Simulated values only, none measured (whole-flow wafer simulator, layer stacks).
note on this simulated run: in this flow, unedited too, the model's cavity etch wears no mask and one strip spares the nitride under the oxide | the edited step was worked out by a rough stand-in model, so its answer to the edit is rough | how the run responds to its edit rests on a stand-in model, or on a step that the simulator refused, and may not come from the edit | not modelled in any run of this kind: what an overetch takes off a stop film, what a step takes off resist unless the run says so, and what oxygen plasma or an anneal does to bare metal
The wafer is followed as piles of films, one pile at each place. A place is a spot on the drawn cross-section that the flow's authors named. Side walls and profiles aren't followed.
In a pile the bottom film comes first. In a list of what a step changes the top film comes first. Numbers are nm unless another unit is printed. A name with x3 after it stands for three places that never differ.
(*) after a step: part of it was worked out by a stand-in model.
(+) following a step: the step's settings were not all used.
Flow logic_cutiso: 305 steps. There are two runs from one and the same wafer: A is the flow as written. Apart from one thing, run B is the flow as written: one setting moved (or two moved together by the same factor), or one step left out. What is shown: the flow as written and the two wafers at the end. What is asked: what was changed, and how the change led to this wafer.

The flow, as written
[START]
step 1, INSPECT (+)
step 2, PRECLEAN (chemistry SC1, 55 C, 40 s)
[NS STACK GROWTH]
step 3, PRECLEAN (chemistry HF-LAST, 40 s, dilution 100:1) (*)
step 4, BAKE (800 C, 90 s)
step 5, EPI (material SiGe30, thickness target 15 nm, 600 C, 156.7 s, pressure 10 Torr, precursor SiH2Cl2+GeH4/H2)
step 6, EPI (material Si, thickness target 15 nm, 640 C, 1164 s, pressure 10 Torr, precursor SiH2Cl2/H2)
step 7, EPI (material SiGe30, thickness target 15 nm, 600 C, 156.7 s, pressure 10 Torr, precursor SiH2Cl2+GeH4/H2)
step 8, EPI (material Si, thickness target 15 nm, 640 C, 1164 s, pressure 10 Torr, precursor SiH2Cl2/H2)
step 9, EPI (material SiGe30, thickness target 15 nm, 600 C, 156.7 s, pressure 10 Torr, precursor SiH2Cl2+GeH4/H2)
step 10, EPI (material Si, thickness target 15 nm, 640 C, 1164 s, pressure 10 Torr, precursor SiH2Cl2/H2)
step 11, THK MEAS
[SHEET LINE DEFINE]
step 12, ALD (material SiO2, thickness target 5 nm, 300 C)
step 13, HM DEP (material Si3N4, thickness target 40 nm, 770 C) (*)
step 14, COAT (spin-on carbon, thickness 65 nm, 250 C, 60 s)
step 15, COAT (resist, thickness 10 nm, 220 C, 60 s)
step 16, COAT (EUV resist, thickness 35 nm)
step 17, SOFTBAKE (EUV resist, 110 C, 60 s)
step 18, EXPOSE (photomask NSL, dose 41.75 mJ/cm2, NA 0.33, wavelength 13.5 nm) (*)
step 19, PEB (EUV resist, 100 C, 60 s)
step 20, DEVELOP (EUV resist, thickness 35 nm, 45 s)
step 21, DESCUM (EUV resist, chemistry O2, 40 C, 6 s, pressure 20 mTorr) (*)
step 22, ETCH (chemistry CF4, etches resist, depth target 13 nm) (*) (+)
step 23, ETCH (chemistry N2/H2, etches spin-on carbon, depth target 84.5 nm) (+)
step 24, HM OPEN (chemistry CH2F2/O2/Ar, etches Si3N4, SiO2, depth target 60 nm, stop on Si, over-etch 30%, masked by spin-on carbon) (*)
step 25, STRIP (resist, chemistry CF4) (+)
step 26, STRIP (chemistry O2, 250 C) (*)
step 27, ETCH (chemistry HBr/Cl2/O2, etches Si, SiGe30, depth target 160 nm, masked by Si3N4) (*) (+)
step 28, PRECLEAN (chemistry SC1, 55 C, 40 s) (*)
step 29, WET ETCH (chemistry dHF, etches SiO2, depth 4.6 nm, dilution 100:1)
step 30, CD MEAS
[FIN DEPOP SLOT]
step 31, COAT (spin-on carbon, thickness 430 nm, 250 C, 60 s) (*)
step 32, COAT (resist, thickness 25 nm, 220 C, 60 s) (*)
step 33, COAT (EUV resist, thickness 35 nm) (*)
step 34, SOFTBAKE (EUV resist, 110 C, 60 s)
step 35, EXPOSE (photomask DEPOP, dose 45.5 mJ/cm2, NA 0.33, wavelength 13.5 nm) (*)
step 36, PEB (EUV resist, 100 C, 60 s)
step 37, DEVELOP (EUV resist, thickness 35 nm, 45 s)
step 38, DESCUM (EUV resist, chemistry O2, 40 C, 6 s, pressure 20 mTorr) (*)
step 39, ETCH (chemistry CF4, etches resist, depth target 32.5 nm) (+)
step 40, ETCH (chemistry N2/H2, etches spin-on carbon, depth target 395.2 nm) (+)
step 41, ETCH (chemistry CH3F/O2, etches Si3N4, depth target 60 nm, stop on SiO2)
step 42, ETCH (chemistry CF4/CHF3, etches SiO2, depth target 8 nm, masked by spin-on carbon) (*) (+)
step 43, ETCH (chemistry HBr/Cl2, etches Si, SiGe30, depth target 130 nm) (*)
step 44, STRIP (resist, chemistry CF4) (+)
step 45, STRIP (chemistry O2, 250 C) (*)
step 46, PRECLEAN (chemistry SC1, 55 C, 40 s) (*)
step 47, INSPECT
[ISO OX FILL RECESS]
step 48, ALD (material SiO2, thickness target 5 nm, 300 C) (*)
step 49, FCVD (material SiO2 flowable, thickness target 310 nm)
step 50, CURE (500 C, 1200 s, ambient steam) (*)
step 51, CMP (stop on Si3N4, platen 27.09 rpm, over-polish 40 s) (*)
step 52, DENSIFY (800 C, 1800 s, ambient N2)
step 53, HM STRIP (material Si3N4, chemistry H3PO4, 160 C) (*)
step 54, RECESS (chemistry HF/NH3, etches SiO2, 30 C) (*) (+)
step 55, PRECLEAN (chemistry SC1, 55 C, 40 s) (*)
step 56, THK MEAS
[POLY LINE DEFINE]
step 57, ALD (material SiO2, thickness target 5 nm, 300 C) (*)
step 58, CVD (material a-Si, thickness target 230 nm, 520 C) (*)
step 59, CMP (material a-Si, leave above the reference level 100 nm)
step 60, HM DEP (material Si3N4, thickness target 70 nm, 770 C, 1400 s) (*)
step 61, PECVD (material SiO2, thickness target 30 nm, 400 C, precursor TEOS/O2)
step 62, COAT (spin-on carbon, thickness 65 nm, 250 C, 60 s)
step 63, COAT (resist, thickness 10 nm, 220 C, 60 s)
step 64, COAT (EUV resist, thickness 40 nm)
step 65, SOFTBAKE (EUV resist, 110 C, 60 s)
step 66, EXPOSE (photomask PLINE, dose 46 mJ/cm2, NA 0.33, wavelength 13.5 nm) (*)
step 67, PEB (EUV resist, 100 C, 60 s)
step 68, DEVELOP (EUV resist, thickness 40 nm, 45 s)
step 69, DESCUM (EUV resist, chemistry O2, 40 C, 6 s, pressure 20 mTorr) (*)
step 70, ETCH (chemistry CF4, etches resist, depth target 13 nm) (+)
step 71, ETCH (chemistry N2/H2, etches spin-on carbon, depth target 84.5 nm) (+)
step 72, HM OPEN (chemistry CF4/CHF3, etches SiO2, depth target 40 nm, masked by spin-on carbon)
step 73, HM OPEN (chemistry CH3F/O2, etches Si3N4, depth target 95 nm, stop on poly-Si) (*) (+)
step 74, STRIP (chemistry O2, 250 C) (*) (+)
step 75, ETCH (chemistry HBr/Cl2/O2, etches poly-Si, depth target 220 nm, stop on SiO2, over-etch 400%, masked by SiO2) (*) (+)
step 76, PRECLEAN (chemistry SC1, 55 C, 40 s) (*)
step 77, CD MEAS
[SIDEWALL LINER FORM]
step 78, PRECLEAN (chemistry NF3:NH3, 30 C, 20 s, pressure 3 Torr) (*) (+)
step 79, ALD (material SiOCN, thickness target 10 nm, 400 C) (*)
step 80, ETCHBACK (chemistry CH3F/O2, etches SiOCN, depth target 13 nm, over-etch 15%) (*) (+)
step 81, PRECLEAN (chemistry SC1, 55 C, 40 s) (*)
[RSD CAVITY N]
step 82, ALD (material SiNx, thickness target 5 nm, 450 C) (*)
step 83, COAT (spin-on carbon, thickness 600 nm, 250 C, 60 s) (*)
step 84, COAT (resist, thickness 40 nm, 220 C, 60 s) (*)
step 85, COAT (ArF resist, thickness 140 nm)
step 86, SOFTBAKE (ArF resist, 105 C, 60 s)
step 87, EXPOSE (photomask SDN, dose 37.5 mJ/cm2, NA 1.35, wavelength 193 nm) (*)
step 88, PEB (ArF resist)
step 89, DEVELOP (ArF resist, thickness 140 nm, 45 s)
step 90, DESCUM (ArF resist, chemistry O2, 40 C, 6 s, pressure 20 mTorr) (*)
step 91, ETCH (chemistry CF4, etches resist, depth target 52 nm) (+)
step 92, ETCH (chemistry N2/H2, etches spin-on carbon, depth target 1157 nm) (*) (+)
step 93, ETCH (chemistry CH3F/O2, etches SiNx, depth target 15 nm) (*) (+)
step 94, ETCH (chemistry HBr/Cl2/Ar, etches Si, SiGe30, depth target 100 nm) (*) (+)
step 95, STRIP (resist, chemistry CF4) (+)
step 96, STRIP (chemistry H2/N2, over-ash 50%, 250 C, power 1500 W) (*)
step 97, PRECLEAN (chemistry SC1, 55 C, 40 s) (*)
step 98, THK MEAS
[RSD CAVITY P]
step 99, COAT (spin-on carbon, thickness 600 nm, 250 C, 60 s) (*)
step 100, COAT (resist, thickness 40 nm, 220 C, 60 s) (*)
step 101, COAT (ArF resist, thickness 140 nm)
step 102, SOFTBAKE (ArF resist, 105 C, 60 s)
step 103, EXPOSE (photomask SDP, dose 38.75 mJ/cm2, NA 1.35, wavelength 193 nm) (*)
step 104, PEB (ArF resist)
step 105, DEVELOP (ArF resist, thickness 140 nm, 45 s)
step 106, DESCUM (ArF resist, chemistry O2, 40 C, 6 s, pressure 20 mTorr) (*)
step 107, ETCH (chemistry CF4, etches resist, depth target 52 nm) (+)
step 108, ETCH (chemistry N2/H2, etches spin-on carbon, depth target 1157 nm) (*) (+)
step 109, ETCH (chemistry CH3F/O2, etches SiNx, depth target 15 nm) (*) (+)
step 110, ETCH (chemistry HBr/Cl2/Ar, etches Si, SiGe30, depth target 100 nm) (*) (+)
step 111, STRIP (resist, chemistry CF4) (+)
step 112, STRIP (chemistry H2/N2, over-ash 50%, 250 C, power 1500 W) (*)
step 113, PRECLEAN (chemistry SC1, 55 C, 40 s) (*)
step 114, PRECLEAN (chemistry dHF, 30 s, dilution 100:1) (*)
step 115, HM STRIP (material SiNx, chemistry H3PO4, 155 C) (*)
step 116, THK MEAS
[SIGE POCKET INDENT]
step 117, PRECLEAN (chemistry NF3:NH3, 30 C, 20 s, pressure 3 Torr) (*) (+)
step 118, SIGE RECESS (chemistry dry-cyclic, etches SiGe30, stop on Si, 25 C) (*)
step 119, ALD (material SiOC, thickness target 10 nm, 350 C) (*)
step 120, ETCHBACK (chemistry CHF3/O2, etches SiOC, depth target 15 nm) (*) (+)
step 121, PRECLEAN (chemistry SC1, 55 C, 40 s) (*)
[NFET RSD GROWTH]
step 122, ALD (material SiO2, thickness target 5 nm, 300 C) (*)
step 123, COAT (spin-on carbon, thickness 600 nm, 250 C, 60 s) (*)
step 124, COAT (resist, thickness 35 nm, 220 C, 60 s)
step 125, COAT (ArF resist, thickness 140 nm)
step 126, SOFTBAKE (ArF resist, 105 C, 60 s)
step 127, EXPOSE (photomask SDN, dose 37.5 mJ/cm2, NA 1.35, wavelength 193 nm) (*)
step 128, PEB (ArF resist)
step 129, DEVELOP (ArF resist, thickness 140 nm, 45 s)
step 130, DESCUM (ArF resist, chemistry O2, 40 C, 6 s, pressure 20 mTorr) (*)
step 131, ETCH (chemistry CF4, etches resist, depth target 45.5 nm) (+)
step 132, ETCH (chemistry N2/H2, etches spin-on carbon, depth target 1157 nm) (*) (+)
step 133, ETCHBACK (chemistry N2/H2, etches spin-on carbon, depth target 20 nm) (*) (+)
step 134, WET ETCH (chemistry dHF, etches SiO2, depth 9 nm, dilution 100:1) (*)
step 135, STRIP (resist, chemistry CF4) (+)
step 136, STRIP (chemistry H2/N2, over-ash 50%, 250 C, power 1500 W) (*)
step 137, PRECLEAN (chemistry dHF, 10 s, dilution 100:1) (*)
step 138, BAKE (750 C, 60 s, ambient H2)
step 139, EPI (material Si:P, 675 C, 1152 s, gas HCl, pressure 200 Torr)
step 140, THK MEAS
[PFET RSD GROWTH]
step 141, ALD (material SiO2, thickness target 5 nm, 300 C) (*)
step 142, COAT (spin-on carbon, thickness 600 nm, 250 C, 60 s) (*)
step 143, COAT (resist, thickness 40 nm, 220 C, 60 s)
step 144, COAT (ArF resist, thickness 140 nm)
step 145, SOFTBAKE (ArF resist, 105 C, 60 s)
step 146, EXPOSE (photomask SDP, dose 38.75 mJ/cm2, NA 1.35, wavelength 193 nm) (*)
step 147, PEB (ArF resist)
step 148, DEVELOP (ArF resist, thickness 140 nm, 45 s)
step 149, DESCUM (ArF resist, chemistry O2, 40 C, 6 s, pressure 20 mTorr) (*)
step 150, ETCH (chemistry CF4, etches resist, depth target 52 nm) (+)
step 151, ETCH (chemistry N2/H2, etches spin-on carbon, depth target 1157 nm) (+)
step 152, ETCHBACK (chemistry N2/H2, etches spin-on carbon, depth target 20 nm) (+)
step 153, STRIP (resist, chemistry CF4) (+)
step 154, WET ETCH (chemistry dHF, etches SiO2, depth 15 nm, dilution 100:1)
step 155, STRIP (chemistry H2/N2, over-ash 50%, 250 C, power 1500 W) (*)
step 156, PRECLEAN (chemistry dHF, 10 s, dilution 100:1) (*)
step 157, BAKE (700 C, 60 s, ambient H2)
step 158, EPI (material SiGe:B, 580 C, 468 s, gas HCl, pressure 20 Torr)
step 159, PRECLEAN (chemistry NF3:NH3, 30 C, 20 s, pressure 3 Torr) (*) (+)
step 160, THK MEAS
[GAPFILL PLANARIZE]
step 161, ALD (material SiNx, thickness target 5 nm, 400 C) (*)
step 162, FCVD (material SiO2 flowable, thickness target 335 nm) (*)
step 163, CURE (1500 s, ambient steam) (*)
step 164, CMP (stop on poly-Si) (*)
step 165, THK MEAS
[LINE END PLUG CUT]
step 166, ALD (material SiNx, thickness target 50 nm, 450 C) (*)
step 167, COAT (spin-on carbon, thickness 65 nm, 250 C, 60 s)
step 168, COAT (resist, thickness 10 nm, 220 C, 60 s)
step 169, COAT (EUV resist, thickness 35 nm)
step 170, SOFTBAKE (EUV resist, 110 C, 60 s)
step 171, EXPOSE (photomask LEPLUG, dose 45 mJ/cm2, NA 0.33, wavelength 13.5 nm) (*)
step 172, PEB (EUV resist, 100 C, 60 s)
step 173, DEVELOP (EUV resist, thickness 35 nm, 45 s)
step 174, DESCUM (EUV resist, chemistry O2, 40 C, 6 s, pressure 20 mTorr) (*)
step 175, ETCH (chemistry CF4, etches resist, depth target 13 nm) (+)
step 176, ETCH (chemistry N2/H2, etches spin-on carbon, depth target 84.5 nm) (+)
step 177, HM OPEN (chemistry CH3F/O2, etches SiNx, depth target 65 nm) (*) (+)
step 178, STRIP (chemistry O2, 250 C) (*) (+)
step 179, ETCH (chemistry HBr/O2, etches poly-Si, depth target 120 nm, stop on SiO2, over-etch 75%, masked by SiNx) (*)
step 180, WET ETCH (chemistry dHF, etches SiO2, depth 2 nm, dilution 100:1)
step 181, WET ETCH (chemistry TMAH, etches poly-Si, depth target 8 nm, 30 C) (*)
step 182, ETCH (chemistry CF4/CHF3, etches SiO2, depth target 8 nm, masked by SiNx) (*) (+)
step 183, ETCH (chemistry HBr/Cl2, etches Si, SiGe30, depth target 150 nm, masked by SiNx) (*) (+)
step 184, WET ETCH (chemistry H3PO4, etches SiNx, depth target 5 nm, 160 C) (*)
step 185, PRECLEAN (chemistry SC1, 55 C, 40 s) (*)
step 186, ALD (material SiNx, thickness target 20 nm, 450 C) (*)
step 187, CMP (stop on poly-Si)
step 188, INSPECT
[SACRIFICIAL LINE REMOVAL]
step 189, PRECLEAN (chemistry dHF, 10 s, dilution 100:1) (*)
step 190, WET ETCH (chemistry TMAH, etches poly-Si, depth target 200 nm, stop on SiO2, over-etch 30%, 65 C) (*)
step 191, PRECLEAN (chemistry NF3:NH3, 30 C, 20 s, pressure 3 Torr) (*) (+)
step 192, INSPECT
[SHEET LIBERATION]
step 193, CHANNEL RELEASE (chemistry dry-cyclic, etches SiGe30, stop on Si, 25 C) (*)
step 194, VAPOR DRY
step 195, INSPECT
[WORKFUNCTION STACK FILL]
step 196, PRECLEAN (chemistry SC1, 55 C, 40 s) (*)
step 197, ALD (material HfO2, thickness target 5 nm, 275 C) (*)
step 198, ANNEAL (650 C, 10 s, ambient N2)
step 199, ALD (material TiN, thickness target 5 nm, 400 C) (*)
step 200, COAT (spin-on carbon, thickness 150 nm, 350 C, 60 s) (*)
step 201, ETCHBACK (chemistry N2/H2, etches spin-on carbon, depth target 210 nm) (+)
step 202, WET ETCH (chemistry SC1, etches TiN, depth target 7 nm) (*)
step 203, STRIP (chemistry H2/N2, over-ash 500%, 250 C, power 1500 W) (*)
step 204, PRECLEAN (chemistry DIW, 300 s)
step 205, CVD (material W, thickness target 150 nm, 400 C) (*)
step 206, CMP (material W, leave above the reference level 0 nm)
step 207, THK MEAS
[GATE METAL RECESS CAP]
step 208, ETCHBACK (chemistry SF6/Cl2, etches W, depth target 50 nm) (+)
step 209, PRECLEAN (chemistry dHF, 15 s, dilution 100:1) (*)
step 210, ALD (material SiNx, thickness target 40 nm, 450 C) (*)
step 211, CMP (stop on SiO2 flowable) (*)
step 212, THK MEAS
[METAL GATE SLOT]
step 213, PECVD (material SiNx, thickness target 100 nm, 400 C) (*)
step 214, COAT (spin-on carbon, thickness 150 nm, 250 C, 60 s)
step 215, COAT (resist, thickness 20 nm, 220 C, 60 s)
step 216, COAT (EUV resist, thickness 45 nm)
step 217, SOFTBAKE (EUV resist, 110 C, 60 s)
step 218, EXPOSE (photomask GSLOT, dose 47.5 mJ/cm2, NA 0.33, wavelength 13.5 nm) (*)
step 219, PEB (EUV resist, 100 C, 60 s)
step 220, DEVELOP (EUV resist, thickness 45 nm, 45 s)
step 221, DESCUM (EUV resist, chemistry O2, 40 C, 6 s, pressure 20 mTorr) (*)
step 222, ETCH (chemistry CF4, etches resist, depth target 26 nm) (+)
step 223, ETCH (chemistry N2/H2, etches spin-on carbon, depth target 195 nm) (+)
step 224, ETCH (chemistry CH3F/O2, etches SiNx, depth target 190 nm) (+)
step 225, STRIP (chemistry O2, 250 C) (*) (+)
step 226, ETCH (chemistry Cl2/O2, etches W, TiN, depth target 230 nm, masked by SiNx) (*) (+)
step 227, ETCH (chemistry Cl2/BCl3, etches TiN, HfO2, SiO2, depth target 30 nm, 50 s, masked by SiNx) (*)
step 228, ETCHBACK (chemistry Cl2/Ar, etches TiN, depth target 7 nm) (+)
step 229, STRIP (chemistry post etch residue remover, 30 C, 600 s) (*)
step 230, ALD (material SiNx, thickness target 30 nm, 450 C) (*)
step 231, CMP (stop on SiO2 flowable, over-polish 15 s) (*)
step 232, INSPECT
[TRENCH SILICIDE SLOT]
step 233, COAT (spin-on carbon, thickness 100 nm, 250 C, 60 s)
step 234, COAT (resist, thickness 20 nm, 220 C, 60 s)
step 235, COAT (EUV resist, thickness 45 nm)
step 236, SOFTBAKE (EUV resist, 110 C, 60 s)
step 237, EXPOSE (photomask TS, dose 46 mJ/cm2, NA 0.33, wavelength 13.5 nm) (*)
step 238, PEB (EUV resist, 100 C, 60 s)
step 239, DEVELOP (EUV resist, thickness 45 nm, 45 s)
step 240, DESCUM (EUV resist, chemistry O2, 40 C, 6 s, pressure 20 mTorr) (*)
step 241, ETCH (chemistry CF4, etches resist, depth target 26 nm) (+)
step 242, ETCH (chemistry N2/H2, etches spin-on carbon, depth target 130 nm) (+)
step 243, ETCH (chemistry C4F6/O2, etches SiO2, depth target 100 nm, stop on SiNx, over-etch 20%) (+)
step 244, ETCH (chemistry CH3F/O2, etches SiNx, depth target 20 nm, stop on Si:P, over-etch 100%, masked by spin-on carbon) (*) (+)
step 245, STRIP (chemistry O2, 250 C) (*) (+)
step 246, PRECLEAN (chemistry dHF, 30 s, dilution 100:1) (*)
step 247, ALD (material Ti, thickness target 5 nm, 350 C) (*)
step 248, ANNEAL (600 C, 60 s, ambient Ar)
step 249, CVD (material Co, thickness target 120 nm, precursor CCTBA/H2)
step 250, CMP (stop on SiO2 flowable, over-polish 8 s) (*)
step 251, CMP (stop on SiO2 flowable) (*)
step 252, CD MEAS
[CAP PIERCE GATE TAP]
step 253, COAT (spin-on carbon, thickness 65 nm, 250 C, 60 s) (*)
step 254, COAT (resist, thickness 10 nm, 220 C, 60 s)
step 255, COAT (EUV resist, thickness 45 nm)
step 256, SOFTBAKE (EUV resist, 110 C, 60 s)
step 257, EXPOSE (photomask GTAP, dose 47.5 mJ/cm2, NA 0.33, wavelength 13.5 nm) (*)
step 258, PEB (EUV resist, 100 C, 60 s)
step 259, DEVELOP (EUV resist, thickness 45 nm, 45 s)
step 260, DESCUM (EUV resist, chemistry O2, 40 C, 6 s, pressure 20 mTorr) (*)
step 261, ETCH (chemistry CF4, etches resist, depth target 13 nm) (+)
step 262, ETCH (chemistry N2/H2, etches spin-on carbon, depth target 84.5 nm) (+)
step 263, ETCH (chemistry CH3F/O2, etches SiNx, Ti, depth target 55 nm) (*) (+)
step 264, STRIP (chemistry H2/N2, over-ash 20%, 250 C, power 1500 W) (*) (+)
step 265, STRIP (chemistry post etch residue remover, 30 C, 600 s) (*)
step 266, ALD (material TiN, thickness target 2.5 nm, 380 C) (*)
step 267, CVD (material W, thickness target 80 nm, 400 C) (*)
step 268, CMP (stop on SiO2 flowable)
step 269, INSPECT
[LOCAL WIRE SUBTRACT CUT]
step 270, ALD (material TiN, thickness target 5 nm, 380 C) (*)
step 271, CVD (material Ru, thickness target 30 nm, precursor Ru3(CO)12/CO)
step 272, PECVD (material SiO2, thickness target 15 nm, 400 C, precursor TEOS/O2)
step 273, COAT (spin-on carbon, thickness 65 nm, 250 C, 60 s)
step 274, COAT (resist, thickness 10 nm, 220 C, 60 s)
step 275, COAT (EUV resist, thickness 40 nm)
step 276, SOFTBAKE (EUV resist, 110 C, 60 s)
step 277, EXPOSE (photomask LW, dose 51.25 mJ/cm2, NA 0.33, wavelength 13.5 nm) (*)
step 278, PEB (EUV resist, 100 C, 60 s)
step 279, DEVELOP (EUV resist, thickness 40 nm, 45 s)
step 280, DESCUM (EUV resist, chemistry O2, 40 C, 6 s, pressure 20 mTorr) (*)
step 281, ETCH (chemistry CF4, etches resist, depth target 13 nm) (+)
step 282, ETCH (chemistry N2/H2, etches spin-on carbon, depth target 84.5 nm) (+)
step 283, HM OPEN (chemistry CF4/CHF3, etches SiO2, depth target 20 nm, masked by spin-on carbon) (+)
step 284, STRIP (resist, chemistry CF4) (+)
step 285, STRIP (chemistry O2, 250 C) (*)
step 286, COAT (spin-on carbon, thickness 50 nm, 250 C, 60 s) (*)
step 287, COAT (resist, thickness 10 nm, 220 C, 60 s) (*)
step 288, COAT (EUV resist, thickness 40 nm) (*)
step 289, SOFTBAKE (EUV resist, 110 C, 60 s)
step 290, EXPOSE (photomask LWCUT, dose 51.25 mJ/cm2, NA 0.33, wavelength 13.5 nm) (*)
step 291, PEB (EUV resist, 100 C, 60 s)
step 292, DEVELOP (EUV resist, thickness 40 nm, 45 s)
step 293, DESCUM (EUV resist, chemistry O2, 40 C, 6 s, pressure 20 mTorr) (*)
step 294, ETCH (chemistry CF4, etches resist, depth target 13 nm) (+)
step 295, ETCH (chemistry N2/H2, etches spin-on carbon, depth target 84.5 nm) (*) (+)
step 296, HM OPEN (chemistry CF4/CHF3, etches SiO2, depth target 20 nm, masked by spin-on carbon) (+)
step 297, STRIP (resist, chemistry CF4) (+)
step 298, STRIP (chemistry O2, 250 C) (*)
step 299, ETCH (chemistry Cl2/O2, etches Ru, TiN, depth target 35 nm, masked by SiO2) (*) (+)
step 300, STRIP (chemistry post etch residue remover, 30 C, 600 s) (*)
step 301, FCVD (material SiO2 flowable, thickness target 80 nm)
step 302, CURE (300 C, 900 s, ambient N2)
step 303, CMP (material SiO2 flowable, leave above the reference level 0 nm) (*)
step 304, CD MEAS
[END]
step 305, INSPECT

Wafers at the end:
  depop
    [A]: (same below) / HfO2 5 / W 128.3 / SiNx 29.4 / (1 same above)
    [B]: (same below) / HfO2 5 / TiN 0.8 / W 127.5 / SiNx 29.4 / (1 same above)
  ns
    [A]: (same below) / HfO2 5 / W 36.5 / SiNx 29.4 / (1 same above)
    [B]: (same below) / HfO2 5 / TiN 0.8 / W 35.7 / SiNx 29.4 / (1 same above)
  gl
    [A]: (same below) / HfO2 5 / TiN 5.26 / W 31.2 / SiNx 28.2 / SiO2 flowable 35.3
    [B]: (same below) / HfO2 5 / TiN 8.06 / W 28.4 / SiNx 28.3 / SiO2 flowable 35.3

The reason: step 199, ALD: thickness target 7.8 nm was run, while the flow as written has thickness target 5 nm.

How this came from the change, step by step:
  step 199, ALD (material TiN, thickness target 5 nm, 400 C) (*)
      depop, dpovl, iso and 11 more: A TiN gains 5 (new film) | B TiN gains 7.8 (new film)
      gl, glp, tap: A TiN gains 5.26 (new film), TiN gains 4.49 (new film), cavity loses 4.49 (all of it), TiN gains 4.49 (new film), cavity loses 4.49 (all of it), TiN gains 4.49 (new film), cavity loses 4.49 (all of it) | B TiN gains 8.06 (new film), TiN gains 4.49 (new film), cavity loses 4.49 (all of it), TiN gains 4.49 (new film), cavity loses 4.49 (all of it), TiN gains 4.49 (new film), cavity loses 4.49 (all of it)
      (also at 5 further places)
  step 200, COAT (spin-on carbon, thickness 150 nm, 350 C, 60 s) (*)
      gl, glp: A spin-on carbon gains 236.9 (new film) | B spin-on carbon gains 243.5 (new film)
      gxn, gxp: A spin-on carbon gains 236.9 (new film) | B spin-on carbon gains 243.7 (new film)
      (also at 18 further places)
  step 201, ETCHBACK (chemistry N2/H2, etches spin-on carbon, depth target 210 nm) (+)
      lnr, lnrp: A spin-on carbon loses 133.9 (all of it) | B spin-on carbon loses 140.3 (all of it)
      rsdp, rsdx: A spin-on carbon loses 145.6 (all of it) | B spin-on carbon loses 152.3 (all of it)
      (also at 11 further places)
  step 202, WET ETCH (chemistry SC1, etches TiN, depth target 7 nm) (*)
      depop, dpovl, iso and 12 more: A TiN loses 5 (all of it) | B TiN loses 7
  step 203, STRIP (chemistry H2/N2, over-ash 500%, 250 C, power 1500 W) (*)
      gl, glp: A spin-on carbon loses 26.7 (all of it) | B spin-on carbon loses 33.4 (all of it)
      gxn, gxp: A spin-on carbon loses 26.8 (all of it) | B spin-on carbon loses 33.5 (all of it)
      (also at 3 further places)
  step 205, CVD (material W, thickness target 150 nm, 400 C) (*)
      gxf: A W gains 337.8 (new film) | B W gains 246.7 (new film)
  step 206, CMP (material W, leave above the reference level 0 nm)
      lnr, lnri, lnrp, lnrt: A W loses 150 (all of it), HfO2 loses 5 (all of it), SiOCN loses 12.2 | B W loses 150 (all of it), TiN loses 0.8 (all of it), HfO2 loses 5 (all of it), SiOCN loses 12.2
      rsdn, rsdp, rsdw, rsdx: A W loses 162.2 (all of it), HfO2 loses 5 (all of it) | B W loses 162.2 (all of it), TiN loses 0.8 (all of it), HfO2 loses 5 (all of it)
      (also at 2 further places)
  step 226, ETCH (chemistry Cl2/O2, etches W, TiN, depth target 230 nm, masked by SiNx) (*) (+)
      gfld: A W loses 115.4 (all of it), TiN loses 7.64 (all of it), HfO2 loses 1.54 | B W loses 112.6 (all of it), TiN loses 10.4 (all of it), HfO2 loses 1.54
